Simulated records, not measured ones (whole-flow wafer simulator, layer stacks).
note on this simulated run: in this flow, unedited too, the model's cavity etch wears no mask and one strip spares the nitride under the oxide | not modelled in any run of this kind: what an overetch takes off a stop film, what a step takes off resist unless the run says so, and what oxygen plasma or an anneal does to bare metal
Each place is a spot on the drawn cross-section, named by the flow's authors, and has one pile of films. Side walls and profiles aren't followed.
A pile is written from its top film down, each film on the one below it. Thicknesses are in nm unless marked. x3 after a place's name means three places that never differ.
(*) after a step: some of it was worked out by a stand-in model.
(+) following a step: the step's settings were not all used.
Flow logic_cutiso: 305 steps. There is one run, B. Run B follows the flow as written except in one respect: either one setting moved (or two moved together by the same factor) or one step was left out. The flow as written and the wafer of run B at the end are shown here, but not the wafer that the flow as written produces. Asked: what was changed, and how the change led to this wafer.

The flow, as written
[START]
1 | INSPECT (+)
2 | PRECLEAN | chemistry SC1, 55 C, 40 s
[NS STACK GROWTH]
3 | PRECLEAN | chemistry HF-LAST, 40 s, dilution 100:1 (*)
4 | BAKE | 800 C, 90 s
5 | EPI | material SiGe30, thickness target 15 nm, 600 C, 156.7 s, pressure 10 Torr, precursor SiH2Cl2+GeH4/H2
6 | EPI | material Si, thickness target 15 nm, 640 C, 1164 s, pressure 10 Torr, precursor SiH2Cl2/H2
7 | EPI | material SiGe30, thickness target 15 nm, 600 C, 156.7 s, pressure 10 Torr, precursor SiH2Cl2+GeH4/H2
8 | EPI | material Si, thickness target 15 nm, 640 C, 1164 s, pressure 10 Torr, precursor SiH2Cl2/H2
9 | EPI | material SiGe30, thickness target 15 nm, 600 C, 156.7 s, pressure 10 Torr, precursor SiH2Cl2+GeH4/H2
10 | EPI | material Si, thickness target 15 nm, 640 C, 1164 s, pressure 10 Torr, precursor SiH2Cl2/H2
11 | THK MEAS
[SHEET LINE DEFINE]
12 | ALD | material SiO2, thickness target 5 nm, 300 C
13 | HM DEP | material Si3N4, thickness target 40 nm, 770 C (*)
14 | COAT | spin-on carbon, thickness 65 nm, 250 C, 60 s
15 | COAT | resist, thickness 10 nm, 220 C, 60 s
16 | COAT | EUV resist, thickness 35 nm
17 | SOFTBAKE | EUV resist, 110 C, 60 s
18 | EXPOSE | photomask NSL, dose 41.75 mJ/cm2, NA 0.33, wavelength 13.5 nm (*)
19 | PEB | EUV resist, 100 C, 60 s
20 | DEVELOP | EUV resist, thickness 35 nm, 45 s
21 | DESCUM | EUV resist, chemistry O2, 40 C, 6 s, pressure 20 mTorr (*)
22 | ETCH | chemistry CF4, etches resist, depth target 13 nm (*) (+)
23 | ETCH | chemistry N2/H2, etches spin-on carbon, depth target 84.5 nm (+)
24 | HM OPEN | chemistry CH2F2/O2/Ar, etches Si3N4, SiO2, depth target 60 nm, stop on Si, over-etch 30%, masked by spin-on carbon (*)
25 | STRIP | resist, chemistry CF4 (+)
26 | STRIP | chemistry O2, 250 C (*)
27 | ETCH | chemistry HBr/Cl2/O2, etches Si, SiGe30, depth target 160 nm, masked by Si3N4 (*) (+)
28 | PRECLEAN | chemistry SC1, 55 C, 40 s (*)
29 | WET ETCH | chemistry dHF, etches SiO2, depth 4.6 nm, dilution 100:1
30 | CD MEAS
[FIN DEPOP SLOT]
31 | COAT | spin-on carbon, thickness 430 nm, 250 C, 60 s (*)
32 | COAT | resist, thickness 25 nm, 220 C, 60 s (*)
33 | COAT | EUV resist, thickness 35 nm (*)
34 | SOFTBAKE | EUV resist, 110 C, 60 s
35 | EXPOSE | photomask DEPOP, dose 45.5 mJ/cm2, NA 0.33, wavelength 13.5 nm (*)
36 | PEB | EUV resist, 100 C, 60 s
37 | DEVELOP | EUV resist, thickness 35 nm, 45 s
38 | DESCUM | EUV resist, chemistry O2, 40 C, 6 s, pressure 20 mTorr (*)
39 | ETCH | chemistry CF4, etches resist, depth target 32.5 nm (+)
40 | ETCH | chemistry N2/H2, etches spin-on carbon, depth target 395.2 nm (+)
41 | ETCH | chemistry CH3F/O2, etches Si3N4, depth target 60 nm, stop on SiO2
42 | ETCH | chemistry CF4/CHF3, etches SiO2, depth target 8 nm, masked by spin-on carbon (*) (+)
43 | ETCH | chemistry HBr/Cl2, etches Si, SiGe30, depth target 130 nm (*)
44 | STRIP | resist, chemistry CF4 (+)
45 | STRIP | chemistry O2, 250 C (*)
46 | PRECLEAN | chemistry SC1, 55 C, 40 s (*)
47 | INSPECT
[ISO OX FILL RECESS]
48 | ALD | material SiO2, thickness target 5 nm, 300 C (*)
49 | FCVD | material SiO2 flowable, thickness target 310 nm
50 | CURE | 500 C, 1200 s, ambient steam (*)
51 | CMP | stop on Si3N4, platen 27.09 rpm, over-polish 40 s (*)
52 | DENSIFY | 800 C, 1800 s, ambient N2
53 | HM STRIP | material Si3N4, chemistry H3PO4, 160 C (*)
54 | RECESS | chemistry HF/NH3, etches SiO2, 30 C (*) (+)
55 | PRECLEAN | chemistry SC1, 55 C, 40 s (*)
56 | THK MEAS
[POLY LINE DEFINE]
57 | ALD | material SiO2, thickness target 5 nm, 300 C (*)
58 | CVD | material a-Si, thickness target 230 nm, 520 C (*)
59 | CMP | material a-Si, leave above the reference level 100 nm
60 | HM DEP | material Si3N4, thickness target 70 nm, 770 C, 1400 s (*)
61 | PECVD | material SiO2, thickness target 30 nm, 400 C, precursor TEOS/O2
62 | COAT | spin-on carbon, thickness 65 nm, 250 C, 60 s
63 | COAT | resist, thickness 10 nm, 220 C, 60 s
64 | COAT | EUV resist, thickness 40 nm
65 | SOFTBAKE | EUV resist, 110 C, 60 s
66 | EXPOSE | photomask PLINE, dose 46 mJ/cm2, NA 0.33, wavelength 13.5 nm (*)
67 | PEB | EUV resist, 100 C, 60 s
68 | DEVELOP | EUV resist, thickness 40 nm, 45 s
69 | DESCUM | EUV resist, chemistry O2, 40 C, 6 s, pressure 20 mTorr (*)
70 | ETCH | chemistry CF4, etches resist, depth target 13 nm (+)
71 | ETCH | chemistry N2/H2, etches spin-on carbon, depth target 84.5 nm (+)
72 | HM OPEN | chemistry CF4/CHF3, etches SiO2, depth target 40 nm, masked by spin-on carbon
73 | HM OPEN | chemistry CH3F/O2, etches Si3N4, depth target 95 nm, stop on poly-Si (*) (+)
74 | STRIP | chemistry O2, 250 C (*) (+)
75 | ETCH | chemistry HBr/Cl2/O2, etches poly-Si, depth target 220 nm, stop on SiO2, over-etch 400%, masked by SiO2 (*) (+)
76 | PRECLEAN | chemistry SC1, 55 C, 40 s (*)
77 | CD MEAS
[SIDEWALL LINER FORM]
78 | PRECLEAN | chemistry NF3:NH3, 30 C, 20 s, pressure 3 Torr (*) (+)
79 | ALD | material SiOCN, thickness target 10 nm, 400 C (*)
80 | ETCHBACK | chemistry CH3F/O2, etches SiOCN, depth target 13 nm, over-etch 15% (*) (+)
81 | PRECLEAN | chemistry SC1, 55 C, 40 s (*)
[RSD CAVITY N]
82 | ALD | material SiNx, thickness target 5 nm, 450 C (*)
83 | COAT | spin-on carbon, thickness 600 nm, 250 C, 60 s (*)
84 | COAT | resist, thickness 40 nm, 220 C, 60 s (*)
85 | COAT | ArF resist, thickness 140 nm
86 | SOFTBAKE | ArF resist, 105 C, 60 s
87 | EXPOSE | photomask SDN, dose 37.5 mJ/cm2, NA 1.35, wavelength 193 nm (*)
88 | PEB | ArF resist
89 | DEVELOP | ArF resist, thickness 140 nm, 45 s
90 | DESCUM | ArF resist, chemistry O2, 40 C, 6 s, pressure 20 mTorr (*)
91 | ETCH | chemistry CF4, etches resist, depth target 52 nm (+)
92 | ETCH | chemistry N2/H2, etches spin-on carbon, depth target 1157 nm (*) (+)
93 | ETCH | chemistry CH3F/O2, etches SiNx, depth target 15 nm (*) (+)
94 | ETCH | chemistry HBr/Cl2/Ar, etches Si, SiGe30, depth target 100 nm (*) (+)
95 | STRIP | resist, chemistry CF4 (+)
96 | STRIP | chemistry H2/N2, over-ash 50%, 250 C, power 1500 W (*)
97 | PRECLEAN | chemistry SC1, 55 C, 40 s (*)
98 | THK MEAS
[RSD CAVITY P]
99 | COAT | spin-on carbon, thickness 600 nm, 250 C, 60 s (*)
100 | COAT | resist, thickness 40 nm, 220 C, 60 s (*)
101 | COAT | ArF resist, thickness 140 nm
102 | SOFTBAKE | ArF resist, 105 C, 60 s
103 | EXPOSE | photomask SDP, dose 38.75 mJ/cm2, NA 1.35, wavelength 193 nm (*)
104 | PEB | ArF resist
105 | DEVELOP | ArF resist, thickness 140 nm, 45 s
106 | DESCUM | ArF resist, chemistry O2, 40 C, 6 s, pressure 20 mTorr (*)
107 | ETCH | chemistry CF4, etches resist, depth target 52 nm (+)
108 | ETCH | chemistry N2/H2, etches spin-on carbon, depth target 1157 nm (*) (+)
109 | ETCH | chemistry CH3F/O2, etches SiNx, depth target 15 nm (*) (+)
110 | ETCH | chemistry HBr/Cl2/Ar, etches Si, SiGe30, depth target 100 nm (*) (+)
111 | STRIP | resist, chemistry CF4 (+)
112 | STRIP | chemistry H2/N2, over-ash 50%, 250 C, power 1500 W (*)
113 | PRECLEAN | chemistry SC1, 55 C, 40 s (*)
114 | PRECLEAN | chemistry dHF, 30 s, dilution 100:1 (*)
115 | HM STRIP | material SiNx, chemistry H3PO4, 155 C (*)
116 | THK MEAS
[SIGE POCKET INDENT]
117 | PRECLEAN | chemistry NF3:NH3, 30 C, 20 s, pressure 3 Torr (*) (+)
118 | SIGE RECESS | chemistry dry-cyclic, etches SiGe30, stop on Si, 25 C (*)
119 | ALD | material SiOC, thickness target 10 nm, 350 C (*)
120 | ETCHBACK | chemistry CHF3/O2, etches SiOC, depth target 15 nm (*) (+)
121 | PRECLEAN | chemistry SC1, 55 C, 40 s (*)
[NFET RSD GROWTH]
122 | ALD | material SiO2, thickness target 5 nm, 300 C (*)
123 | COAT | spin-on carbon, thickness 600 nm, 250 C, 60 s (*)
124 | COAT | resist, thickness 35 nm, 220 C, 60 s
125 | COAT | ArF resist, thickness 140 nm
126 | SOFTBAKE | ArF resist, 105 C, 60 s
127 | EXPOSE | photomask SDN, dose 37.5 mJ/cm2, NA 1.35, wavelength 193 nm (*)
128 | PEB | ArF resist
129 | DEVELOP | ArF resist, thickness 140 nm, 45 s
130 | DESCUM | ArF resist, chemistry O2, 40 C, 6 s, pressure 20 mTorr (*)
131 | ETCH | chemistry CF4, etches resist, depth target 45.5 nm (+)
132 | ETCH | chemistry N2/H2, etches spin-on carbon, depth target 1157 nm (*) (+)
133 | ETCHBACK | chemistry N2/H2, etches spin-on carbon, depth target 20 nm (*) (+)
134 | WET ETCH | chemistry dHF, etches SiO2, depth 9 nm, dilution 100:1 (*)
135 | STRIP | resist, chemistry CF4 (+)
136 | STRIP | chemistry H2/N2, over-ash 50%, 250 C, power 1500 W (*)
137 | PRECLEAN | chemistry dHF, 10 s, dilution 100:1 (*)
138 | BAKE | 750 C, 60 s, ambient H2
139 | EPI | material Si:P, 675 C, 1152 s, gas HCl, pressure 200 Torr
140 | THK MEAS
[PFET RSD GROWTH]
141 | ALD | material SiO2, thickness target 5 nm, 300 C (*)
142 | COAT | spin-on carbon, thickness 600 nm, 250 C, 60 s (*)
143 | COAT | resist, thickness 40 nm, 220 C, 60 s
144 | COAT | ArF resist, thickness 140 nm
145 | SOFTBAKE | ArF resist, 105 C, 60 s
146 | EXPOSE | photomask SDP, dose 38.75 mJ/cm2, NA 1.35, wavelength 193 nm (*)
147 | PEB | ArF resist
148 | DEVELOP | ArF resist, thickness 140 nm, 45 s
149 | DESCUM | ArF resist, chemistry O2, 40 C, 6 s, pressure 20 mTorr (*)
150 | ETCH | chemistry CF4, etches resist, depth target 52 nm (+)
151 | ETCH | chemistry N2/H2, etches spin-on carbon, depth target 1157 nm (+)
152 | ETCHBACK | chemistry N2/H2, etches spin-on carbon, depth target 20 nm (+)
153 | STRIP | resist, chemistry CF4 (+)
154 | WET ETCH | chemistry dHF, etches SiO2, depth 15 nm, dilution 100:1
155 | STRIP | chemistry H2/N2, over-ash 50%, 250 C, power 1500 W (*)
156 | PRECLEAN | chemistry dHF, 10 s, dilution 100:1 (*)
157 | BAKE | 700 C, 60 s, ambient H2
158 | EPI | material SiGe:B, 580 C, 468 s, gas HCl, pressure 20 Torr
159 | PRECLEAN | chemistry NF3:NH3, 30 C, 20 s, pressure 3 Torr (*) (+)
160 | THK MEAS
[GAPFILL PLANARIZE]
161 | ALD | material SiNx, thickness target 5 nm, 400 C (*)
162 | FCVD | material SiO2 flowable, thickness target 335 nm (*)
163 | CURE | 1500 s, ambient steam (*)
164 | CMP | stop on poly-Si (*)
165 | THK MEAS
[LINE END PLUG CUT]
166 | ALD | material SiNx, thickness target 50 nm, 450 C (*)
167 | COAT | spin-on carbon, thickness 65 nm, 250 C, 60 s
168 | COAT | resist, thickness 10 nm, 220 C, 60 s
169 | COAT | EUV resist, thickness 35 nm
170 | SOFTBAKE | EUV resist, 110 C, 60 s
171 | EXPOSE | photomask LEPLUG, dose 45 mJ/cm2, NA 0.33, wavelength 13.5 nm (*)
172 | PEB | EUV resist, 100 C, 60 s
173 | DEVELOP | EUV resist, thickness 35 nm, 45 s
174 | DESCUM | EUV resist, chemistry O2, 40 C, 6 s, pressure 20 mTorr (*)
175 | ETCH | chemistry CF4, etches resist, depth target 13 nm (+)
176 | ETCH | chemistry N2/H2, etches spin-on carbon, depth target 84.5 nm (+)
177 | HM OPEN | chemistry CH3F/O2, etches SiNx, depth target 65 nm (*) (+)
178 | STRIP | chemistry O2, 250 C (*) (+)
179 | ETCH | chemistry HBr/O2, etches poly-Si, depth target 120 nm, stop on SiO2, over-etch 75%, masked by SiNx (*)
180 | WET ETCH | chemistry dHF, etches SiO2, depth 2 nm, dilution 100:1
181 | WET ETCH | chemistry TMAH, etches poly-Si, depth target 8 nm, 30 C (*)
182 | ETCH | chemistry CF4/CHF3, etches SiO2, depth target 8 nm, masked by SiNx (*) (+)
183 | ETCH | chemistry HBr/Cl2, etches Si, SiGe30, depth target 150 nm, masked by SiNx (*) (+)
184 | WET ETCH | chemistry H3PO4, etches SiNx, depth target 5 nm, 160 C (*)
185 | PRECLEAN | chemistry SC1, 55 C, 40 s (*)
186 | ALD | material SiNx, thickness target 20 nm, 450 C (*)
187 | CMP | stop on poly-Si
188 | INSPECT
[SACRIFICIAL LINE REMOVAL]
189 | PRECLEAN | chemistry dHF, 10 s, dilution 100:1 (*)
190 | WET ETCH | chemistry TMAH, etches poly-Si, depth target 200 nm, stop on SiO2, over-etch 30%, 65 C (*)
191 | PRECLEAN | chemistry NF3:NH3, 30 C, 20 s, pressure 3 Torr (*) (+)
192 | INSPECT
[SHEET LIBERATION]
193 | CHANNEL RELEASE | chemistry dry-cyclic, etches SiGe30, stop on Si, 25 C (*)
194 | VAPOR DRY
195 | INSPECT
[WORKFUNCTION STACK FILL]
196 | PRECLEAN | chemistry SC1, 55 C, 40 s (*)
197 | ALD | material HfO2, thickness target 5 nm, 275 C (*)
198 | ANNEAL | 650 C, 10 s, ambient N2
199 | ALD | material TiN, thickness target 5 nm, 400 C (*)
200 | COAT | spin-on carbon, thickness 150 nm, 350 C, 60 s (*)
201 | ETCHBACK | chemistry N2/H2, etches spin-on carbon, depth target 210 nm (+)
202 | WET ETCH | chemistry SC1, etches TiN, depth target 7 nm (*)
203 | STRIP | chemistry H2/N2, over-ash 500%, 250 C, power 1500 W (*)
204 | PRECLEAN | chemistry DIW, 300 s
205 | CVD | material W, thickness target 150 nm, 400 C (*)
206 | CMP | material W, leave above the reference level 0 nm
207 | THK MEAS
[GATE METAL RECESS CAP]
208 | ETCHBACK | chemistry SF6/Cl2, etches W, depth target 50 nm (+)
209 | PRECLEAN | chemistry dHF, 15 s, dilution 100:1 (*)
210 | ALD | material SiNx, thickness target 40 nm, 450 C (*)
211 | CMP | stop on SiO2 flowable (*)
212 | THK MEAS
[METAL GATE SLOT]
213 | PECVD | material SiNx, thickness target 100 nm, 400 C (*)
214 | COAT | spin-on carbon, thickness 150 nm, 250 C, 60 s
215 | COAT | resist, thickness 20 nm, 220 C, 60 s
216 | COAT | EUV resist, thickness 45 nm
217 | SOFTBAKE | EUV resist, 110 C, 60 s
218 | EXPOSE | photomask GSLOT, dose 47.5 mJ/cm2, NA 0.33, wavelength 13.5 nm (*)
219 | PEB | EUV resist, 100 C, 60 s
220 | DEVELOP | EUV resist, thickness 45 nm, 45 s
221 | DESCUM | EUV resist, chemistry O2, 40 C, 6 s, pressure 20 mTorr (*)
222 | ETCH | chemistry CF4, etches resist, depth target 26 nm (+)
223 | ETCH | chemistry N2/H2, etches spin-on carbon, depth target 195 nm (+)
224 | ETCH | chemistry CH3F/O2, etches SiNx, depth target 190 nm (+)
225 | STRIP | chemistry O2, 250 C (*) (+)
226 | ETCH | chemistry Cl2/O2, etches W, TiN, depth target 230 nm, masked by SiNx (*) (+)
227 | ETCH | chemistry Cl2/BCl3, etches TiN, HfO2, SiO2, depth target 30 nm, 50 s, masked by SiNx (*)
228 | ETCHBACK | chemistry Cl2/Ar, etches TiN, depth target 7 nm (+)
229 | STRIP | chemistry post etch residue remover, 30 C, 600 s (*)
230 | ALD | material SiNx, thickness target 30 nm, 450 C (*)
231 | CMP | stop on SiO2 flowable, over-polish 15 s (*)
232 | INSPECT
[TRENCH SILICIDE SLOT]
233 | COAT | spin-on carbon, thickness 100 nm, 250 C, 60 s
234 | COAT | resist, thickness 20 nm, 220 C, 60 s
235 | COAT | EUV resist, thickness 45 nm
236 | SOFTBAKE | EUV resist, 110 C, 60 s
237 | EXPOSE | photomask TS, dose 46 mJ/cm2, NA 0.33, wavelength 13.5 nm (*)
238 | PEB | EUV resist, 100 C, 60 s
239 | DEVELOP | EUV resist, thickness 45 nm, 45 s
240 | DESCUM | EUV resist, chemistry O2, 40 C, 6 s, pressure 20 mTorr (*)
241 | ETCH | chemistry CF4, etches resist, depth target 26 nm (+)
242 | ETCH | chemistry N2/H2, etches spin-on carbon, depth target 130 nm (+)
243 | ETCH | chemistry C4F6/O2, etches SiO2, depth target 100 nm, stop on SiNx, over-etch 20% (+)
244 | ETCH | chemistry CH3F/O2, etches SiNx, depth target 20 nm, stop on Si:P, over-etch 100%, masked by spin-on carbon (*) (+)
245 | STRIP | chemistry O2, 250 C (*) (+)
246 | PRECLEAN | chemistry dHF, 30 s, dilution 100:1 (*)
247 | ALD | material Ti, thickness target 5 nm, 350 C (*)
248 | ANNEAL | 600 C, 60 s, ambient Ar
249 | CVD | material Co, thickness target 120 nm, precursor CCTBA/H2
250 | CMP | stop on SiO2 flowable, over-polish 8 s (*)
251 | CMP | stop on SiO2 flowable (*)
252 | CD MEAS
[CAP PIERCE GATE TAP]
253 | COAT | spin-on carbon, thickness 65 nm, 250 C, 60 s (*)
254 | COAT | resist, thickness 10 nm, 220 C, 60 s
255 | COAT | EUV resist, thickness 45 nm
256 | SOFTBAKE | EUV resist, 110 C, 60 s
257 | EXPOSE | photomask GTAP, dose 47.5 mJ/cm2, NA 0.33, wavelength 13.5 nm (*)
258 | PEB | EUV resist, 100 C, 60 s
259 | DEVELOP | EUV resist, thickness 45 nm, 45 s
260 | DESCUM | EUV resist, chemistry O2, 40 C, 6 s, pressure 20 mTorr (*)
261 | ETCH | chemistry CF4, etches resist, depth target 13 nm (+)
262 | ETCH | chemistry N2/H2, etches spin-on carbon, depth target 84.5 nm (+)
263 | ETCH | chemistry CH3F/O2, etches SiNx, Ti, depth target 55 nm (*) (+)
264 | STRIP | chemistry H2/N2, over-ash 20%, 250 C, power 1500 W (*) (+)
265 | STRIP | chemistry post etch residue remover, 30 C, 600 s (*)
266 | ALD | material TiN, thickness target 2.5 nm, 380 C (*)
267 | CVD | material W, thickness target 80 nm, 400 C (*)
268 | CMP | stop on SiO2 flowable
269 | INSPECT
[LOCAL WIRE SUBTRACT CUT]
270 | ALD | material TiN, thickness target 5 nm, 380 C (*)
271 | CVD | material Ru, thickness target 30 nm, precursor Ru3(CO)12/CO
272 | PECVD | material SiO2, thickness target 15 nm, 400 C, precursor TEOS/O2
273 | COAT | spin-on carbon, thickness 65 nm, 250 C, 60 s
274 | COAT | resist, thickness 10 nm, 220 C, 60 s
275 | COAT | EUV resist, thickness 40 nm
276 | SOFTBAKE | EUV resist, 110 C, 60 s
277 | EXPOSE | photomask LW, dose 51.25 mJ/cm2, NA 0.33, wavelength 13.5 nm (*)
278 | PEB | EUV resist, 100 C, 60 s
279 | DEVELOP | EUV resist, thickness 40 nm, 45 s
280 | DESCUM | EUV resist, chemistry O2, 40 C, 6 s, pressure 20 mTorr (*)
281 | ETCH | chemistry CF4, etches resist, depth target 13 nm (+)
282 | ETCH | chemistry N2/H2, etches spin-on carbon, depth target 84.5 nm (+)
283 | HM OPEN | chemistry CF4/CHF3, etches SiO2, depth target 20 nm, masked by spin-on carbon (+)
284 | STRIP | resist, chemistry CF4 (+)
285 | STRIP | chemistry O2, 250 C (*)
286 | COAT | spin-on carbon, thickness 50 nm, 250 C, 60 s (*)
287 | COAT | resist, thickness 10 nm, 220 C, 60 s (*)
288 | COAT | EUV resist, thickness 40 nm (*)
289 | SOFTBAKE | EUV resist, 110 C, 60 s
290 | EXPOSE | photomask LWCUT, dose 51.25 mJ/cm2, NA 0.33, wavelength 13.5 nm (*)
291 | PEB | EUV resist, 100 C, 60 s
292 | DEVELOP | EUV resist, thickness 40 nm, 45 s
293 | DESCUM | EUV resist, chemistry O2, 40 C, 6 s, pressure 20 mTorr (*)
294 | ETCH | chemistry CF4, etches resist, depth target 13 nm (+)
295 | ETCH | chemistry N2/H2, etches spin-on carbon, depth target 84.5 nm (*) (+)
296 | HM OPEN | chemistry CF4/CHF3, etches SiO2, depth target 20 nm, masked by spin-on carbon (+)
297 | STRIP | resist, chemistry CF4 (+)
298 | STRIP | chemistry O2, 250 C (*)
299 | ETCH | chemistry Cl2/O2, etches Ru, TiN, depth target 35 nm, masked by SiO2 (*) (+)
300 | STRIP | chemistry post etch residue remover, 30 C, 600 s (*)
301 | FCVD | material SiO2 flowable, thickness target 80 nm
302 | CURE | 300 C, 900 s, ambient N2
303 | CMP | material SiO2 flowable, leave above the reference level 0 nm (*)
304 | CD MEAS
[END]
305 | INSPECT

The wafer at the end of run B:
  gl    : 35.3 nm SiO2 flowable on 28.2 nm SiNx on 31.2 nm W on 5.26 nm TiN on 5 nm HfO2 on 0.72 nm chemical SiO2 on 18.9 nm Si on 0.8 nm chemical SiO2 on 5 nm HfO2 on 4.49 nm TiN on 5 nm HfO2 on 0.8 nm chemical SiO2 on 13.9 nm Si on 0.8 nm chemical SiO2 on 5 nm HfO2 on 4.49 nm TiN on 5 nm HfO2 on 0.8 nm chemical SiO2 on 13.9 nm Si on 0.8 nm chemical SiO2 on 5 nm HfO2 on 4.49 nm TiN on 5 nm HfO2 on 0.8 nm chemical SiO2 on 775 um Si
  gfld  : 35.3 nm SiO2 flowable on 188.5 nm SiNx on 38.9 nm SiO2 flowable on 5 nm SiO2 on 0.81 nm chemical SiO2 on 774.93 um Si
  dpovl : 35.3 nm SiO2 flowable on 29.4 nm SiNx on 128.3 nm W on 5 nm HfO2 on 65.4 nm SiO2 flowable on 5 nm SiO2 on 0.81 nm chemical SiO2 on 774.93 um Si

The reason: step 10, EPI: 1630 s was run, though the flow has 1164 s.

The path from the change to this, step by step:
  10 | EPI | material Si, thickness target 15 nm, 640 C, 1164 s, pressure 10 Torr, precursor SiH2Cl2/H2
      depop, dpovl, gfld and 19 more: Si gains 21 (new film) (as written it would have been: Si gains 15 (new film))
  27 | ETCH | chemistry HBr/Cl2/O2, etches Si, SiGe30, depth target 160 nm, masked by Si3N4 (*) (+)
      gfld, gxf, iso, lnri: chemical SiO2 loses 0.79 (all of it), Si loses 17.4 (all of it), SiGe30 loses 15 (all of it), Si loses 15 (all of it), SiGe30 loses 15 (all of it), Si loses 15 (all of it), SiGe30 loses 15 (all of it), Si loses 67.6 (as written it would have been: chemical SiO2 loses 0.79 (all of it), Si loses 11.4 (all of it), SiGe30 loses 15 (all of it), Si loses 15 (all of it), SiGe30 loses 15 (all of it), Si loses 15 (all of it), SiGe30 loses 15 (all of it), Si loses 73.6)
      dpovl, nsgap: chemical SiO2 loses 0.79 (all of it), Si loses 17.8 (all of it), SiGe30 loses 15 (all of it), Si loses 15 (all of it), SiGe30 loses 15 (all of it), Si loses 15 (all of it), SiGe30 loses 15 (all of it), Si loses 67.2 (as written it would have been: chemical SiO2 loses 0.79 (all of it), Si loses 11.8 (all of it), SiGe30 loses 15 (all of it), Si loses 15 (all of it), SiGe30 loses 15 (all of it), Si loses 15 (all of it), SiGe30 loses 15 (all of it), Si loses 73.2)
      (as well as at 1 more place)
  43 | ETCH | chemistry HBr/Cl2, etches Si, SiGe30, depth target 130 nm (*)
      depop: Si loses 20 (all of it), SiGe30 loses 15 (all of it), Si loses 15 (all of it), SiGe30 loses 15 (all of it), Si loses 15 (all of it), SiGe30 loses 15 (all of it), Si loses 35 (as written it would have been: Si loses 14 (all of it), SiGe30 loses 15 (all of it), Si loses 15 (all of it), SiGe30 loses 15 (all of it), Si loses 15 (all of it), SiGe30 loses 15 (all of it), Si loses 41)
  94 | ETCH | chemistry HBr/Cl2/Ar, etches Si, SiGe30, depth target 100 nm (*) (+)
      rsdn, rsdx: chemical SiO2 loses 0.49 (all of it), Si loses 18.8 (all of it), SiGe30 loses 15 (all of it), Si loses 15 (all of it), SiGe30 loses 15 (all of it), Si loses 15 (all of it), SiGe30 loses 15 (all of it), Si loses 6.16 (as written it would have been: chemical SiO2 loses 0.49 (all of it), Si loses 12.8 (all of it), SiGe30 loses 15 (all of it), Si loses 15 (all of it), SiGe30 loses 15 (all of it), Si loses 15 (all of it), SiGe30 loses 15 (all of it), Si loses 12.2)
  110 | ETCH | chemistry HBr/Cl2/Ar, etches Si, SiGe30, depth target 100 nm (*) (+)
      rsdp, rsdw: chemical SiO2 loses 0.49 (all of it), Si loses 18.8 (all of it), SiGe30 loses 15 (all of it), Si loses 15 (all of it), SiGe30 loses 15 (all of it), Si loses 15 (all of it), SiGe30 loses 15 (all of it), Si loses 6.16 (as written it would have been: chemical SiO2 loses 0.49 (all of it), Si loses 12.8 (all of it), SiGe30 loses 15 (all of it), Si loses 15 (all of it), SiGe30 loses 15 (all of it), Si loses 15 (all of it), SiGe30 loses 15 (all of it), Si loses 12.2)
  183 | ETCH | chemistry HBr/Cl2, etches Si, SiGe30, depth target 150 nm, masked by SiNx (*) (+)
      plug: Si loses 19.6 (all of it), SiGe30 loses 15 (all of it), Si loses 15 (all of it), SiGe30 loses 15 (all of it), Si loses 15 (all of it), SiGe30 loses 15 (all of it), Si loses 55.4 (as written it would have been: Si loses 13.6 (all of it), SiGe30 loses 15 (all of it), Si loses 15 (all of it), SiGe30 loses 15 (all of it), Si loses 15 (all of it), SiGe30 loses 15 (all of it), Si loses 61.4)
